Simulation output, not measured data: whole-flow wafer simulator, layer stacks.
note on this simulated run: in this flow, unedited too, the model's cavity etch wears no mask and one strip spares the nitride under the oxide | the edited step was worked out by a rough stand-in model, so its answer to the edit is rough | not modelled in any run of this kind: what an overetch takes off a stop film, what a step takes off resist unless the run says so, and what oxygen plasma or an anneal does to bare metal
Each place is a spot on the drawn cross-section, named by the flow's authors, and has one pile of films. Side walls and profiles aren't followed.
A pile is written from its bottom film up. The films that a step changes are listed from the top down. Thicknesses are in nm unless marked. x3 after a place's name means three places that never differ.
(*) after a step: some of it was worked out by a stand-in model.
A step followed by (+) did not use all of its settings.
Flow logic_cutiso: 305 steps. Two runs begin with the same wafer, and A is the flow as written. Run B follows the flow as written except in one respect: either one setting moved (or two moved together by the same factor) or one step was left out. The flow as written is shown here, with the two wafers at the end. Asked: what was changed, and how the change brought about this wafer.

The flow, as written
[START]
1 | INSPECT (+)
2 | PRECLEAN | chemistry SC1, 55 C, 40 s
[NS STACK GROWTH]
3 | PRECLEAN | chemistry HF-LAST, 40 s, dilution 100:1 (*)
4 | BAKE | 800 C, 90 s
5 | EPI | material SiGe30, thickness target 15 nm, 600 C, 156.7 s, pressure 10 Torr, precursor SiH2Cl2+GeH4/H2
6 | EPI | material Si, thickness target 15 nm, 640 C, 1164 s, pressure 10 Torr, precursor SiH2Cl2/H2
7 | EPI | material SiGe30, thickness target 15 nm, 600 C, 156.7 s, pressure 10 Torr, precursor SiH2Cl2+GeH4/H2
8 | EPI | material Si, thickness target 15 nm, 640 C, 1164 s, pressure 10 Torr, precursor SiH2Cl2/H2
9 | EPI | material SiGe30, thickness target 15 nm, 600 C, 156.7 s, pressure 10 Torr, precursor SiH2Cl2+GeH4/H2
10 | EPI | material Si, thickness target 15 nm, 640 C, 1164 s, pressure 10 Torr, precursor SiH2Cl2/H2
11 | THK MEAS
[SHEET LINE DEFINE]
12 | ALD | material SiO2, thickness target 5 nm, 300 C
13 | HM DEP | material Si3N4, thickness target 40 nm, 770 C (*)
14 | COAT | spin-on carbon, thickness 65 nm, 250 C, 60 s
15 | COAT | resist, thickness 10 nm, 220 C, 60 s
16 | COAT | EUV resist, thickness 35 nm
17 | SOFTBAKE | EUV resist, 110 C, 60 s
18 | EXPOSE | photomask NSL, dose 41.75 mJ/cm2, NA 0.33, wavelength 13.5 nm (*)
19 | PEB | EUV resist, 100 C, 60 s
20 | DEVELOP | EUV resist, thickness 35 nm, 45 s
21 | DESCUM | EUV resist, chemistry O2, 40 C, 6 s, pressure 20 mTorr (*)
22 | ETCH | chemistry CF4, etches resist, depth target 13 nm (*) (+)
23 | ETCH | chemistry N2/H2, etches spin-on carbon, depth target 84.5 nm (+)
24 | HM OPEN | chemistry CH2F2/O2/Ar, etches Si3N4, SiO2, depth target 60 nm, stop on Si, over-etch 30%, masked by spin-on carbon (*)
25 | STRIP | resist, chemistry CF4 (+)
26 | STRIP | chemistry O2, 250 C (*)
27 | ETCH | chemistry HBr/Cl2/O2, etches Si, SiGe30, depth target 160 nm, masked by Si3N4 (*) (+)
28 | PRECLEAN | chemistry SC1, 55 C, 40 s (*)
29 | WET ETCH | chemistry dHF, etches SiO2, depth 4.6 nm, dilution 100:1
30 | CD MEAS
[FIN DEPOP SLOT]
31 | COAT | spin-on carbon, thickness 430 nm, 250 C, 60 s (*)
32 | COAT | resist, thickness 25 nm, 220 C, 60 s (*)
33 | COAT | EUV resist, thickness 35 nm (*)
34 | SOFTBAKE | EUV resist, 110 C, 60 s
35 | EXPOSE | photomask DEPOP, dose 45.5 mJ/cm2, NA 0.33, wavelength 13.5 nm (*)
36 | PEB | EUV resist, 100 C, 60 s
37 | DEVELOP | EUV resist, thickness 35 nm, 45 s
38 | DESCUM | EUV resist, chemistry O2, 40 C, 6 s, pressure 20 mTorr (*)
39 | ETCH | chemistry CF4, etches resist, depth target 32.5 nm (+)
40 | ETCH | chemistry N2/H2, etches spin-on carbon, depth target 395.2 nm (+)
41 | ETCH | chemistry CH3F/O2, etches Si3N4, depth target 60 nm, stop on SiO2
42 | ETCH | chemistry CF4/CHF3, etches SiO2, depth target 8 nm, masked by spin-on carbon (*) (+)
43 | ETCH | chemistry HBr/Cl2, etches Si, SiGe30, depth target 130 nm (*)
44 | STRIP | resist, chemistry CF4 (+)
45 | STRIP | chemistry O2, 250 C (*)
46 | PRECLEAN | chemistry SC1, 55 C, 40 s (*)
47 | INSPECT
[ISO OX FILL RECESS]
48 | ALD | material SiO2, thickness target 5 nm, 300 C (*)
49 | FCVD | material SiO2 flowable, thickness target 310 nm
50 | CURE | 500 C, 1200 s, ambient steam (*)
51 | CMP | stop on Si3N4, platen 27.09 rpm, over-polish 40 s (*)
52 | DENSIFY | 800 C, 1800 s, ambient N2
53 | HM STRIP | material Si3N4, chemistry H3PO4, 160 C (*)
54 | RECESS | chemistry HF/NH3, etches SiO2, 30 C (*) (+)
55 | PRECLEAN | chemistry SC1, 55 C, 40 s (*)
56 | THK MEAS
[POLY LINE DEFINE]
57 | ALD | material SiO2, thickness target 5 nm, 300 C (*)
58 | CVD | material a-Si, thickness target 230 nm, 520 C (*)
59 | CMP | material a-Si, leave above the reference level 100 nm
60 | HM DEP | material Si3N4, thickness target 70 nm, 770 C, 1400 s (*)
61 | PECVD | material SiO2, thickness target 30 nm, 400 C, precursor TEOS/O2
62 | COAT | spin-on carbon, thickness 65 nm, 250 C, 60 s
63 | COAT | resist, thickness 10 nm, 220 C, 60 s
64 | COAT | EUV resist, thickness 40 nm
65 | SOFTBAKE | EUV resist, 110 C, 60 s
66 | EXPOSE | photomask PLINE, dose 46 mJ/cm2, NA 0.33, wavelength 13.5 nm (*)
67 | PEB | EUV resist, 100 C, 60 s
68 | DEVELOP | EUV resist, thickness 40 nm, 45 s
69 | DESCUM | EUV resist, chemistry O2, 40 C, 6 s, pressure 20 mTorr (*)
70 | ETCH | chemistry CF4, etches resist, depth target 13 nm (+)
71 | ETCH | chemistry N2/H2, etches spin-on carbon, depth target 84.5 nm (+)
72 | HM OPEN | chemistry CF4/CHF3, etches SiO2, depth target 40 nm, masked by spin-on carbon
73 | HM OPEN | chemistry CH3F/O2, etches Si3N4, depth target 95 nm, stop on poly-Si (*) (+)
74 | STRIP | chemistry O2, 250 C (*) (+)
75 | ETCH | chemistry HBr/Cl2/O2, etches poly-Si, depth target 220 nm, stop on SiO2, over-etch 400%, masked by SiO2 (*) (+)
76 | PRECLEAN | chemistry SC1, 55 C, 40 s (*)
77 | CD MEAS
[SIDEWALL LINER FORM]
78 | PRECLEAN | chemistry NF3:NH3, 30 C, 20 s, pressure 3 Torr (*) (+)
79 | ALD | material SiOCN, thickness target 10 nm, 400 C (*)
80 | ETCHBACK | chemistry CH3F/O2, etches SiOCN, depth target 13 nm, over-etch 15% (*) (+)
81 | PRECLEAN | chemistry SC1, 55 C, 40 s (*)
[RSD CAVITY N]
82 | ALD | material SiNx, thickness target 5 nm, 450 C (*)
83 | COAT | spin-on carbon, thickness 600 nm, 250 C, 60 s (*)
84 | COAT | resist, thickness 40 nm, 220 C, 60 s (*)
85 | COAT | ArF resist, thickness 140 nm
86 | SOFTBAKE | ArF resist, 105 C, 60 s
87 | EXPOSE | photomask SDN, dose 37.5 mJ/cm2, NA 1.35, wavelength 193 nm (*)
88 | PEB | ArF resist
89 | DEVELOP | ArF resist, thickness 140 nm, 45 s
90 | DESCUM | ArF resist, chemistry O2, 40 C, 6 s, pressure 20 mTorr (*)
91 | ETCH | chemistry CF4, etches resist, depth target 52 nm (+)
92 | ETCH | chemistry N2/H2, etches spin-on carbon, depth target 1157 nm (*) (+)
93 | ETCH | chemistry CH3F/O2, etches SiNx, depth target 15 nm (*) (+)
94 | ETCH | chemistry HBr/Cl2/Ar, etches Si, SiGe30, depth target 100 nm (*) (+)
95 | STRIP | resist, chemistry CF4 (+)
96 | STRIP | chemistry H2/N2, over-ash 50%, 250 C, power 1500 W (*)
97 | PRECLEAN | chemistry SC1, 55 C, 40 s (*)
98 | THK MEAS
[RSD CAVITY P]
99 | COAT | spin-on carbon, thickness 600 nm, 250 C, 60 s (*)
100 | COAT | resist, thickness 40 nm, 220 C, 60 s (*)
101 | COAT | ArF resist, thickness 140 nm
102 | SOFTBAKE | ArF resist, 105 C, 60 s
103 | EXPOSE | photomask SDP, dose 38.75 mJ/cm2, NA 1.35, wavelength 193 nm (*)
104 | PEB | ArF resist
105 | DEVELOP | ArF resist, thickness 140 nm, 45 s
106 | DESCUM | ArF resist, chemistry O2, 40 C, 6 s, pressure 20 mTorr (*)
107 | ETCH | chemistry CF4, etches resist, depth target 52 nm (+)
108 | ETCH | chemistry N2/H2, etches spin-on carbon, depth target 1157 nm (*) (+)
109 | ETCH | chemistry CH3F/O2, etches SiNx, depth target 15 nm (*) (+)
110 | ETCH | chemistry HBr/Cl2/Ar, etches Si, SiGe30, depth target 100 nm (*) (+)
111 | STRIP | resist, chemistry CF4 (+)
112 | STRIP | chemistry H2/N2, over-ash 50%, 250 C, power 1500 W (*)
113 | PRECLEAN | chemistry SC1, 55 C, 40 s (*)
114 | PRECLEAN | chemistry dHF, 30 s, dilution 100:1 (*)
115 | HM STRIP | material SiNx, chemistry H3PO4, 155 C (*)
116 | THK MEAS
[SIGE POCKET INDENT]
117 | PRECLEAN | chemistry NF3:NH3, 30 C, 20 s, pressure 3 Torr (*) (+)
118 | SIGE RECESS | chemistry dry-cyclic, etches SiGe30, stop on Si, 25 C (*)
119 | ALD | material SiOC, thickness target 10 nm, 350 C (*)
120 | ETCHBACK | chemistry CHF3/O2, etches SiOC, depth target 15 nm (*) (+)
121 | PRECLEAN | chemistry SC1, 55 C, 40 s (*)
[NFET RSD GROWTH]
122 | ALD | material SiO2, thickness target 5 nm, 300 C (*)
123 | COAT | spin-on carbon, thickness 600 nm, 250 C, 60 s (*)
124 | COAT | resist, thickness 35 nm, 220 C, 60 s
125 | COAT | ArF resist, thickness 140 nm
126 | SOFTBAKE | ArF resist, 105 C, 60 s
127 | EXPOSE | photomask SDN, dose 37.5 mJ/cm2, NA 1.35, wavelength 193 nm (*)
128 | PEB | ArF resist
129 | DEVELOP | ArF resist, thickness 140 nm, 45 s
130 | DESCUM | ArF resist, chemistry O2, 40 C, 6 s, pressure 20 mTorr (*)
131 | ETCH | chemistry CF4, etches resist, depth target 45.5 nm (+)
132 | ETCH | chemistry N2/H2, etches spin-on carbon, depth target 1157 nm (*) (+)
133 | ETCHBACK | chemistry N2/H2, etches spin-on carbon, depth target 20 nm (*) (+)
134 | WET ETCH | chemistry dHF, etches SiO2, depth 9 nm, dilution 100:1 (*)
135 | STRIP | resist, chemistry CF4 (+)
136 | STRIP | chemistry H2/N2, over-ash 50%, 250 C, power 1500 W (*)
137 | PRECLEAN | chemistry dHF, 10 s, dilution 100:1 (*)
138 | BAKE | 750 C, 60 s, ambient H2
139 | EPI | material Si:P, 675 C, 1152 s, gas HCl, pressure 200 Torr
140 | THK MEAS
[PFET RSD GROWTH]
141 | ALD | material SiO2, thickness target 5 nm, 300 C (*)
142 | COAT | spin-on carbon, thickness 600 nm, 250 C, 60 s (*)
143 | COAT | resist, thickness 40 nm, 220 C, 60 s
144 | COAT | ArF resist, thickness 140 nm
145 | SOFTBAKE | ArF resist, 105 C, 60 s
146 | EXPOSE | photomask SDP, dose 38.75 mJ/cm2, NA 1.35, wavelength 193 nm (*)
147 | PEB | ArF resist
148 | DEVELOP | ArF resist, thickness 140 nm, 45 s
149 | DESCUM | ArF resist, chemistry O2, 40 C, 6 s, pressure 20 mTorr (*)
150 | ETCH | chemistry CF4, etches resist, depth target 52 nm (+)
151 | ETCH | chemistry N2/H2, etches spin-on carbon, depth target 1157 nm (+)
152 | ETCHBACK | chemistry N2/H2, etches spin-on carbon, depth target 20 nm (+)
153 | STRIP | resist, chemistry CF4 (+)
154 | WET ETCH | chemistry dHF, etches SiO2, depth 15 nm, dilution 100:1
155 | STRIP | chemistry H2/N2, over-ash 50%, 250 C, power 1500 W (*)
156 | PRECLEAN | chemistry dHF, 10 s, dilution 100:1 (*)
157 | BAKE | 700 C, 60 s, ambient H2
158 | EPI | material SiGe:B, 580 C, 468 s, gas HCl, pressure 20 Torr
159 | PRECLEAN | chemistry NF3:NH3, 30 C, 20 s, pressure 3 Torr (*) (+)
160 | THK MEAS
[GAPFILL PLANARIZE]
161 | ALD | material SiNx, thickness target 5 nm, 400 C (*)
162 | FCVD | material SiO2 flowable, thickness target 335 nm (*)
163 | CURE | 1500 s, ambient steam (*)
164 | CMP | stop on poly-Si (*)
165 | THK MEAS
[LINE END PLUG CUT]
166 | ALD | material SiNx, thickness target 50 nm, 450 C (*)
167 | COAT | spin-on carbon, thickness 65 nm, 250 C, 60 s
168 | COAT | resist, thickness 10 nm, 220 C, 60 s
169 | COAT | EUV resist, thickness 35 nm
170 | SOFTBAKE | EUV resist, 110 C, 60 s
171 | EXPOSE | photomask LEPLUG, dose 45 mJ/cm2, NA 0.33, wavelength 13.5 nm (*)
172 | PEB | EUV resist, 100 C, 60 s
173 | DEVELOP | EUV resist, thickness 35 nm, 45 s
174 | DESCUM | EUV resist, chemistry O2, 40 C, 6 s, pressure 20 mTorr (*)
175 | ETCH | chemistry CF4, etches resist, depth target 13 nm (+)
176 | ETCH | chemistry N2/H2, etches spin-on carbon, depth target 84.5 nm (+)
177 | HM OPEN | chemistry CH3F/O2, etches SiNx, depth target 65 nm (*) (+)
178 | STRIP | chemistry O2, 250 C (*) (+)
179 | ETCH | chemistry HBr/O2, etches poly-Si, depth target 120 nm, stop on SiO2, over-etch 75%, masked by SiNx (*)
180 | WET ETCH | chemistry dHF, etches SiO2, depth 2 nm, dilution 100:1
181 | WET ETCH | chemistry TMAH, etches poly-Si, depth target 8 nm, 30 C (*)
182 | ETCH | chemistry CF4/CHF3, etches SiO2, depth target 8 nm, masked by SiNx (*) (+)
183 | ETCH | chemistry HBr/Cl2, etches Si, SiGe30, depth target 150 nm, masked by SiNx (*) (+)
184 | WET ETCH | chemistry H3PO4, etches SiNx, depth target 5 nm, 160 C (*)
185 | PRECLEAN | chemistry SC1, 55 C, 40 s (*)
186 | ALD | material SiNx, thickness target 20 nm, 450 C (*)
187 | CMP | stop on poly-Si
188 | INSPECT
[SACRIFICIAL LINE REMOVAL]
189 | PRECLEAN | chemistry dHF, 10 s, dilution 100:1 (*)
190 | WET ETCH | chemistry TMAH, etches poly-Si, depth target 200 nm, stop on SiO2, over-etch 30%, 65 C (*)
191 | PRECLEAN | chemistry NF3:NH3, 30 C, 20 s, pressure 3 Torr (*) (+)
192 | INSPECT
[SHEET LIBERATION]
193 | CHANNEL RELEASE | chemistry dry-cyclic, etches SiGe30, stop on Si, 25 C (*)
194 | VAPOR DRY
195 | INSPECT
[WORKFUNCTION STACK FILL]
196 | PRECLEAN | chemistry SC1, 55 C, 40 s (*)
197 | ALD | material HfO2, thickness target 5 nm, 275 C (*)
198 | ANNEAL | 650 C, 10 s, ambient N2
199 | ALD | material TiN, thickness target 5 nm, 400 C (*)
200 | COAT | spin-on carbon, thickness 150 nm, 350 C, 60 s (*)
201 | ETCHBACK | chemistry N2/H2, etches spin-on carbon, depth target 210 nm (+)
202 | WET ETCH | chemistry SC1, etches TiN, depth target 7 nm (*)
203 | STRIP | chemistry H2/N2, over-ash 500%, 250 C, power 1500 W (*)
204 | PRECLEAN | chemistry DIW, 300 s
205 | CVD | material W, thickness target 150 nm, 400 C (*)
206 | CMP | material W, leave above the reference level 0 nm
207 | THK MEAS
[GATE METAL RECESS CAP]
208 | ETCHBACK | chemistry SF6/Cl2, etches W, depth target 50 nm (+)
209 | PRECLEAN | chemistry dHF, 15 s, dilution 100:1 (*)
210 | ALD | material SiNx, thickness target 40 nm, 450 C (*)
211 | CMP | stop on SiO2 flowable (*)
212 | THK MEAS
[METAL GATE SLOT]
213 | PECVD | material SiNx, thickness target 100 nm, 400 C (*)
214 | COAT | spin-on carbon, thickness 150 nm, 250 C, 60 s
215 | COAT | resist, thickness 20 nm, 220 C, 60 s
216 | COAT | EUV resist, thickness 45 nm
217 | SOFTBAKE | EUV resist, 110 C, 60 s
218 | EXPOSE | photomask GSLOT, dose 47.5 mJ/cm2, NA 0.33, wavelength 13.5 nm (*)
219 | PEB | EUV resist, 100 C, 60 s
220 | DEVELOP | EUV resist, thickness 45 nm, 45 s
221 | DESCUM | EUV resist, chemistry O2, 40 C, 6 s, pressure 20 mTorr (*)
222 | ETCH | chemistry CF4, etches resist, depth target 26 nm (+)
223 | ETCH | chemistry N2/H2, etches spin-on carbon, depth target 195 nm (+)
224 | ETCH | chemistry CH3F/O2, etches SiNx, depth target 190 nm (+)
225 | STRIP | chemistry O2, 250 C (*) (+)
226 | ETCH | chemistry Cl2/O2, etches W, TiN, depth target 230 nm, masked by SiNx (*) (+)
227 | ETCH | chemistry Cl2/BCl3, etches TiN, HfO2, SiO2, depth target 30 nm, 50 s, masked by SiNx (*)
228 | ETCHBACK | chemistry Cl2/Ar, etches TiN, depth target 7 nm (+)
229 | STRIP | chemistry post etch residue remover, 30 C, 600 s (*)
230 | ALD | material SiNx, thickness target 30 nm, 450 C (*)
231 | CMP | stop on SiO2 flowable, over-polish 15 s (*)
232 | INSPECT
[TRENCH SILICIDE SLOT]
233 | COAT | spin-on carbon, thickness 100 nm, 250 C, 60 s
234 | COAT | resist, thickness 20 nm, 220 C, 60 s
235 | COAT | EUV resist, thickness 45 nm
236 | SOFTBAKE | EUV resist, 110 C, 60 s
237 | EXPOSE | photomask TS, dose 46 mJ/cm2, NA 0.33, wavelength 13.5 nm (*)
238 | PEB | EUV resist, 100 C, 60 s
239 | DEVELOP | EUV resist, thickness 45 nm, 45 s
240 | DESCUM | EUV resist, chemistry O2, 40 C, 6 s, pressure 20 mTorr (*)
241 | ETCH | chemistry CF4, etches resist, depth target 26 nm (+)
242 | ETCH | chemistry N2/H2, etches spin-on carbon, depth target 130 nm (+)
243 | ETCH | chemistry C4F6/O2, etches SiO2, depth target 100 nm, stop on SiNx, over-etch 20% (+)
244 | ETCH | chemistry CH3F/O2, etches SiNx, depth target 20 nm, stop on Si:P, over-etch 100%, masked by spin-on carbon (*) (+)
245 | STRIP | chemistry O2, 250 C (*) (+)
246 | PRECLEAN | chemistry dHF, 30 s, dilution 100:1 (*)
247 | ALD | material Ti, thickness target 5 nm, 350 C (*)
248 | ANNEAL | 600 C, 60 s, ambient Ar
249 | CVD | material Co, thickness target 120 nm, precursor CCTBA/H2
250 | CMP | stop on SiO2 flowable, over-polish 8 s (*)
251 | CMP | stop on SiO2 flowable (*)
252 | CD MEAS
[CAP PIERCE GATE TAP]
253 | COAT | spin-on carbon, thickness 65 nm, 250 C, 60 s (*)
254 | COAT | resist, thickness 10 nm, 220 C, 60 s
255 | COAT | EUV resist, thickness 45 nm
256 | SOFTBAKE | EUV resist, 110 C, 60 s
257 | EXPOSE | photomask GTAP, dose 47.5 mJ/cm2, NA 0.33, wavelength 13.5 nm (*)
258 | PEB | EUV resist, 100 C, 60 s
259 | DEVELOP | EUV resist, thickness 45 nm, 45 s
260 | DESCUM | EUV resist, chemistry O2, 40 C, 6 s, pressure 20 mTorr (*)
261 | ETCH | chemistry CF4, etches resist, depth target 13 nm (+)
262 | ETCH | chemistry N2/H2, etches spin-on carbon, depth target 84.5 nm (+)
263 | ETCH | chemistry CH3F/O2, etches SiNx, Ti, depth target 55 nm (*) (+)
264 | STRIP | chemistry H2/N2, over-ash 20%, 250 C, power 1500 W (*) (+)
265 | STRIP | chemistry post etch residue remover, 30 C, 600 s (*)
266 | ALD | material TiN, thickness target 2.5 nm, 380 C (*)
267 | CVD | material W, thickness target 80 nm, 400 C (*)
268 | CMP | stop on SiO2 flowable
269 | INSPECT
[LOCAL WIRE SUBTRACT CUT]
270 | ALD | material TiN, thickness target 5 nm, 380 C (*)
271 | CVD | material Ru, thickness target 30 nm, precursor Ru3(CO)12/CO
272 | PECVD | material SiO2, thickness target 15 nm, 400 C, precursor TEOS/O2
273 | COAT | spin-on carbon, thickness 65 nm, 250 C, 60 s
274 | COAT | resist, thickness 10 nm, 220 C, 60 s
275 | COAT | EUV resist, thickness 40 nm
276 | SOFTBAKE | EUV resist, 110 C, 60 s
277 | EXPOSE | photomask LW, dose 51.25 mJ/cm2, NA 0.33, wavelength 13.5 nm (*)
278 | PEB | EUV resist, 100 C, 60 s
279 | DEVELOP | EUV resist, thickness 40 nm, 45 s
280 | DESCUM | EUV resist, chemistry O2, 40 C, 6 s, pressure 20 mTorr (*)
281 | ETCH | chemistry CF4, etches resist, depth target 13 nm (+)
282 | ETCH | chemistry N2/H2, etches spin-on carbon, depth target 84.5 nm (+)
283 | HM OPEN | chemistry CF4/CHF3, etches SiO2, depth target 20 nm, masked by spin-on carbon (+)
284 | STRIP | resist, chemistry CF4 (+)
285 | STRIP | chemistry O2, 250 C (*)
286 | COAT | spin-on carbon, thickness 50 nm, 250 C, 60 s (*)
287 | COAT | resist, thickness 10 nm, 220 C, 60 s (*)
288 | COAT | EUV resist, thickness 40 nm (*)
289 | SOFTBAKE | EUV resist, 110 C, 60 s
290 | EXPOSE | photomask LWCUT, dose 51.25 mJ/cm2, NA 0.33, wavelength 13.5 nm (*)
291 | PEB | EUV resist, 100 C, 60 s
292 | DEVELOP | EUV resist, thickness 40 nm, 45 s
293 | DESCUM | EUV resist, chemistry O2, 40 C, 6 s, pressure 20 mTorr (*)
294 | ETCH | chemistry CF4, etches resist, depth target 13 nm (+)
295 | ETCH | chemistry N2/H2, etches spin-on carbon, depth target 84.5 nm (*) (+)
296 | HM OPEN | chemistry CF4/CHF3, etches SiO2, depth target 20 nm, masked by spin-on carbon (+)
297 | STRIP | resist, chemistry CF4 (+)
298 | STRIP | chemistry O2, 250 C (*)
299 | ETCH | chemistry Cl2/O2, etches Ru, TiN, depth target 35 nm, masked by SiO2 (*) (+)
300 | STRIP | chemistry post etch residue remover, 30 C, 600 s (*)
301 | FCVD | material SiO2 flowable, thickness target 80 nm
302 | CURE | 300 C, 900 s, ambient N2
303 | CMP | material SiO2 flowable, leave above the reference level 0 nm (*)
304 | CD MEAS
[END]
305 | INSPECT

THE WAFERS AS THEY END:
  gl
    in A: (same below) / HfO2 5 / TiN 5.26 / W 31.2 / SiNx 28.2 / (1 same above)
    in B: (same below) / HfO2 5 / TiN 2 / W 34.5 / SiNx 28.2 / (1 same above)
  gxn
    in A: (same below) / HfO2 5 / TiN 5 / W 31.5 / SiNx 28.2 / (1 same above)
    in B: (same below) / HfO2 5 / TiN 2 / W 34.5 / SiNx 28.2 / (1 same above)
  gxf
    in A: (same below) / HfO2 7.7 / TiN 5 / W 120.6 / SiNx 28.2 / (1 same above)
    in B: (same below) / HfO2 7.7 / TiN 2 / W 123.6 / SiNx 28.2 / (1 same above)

Cause: step 199, ALD: thickness target 2 nm was run, while the flow as written has thickness target 5 nm.
The wafer lets one read it off: gxn has TiN 2, and step 199 as written asks for 5 nm.

How this came from the change, step by step:
  199 | ALD | material TiN, thickness target 5 nm, 400 C (*)
      depop, dpovl, gxf and 12 more: A +5 TiN (new film) | B +2 TiN (new film)
      gl, glp, tap: A +5.26 TiN (new film), +4.49 TiN (new film), -4.49 cavity (all of it), +4.49 TiN (new film), -4.49 cavity (all of it), +4.49 TiN (new film), -4.49 cavity (all of it) | B +2 TiN (new film), +4.49 TiN (new film), -4.49 cavity (all of it), +4.49 TiN (new film), -4.49 cavity (all of it), +4.49 TiN (new film), -4.49 cavity (all of it)
      (and at 4 other places as well)
  200 | COAT | spin-on carbon, thickness 150 nm, 350 C, 60 s (*)
      gxn, gxp: A +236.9 spin-on carbon (new film) | B +227.6 spin-on carbon (new film)
      lnr, lnrp: A +133.9 spin-on carbon (new film) | B +125.2 spin-on carbon (new film)
      (and at 18 other places as well)
  201 | ETCHBACK | chemistry N2/H2, etches spin-on carbon, depth target 210 nm (+)
      lnr, lnrp: A -133.9 spin-on carbon (all of it) | B -125.2 spin-on carbon (all of it)
      rsdn, rsdw: A -145.8 spin-on carbon (all of it) | B -136.8 spin-on carbon (all of it)
      (and at 11 other places as well)
  202 | WET ETCH | chemistry SC1, etches TiN, depth target 7 nm (*)
      depop, dpovl, iso and 12 more: A -5 TiN (all of it) | B -2 TiN (all of it)
  203 | STRIP | chemistry H2/N2, over-ash 500%, 250 C, power 1500 W (*)
      gl, glp: A -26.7 spin-on carbon (all of it) | B -17.9 spin-on carbon (all of it)
      gxn, gxp: A -26.8 spin-on carbon (all of it) | B -17.5 spin-on carbon (all of it)
      (and at 3 other places as well)
  226 | ETCH | chemistry Cl2/O2, etches W, TiN, depth target 230 nm, masked by SiNx (*) (+)
      gfld: A -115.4 W (all of it), -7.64 TiN (all of it), -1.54 HfO2 | B -121.1 W (all of it), -2 TiN (all of it), -1.54 HfO2
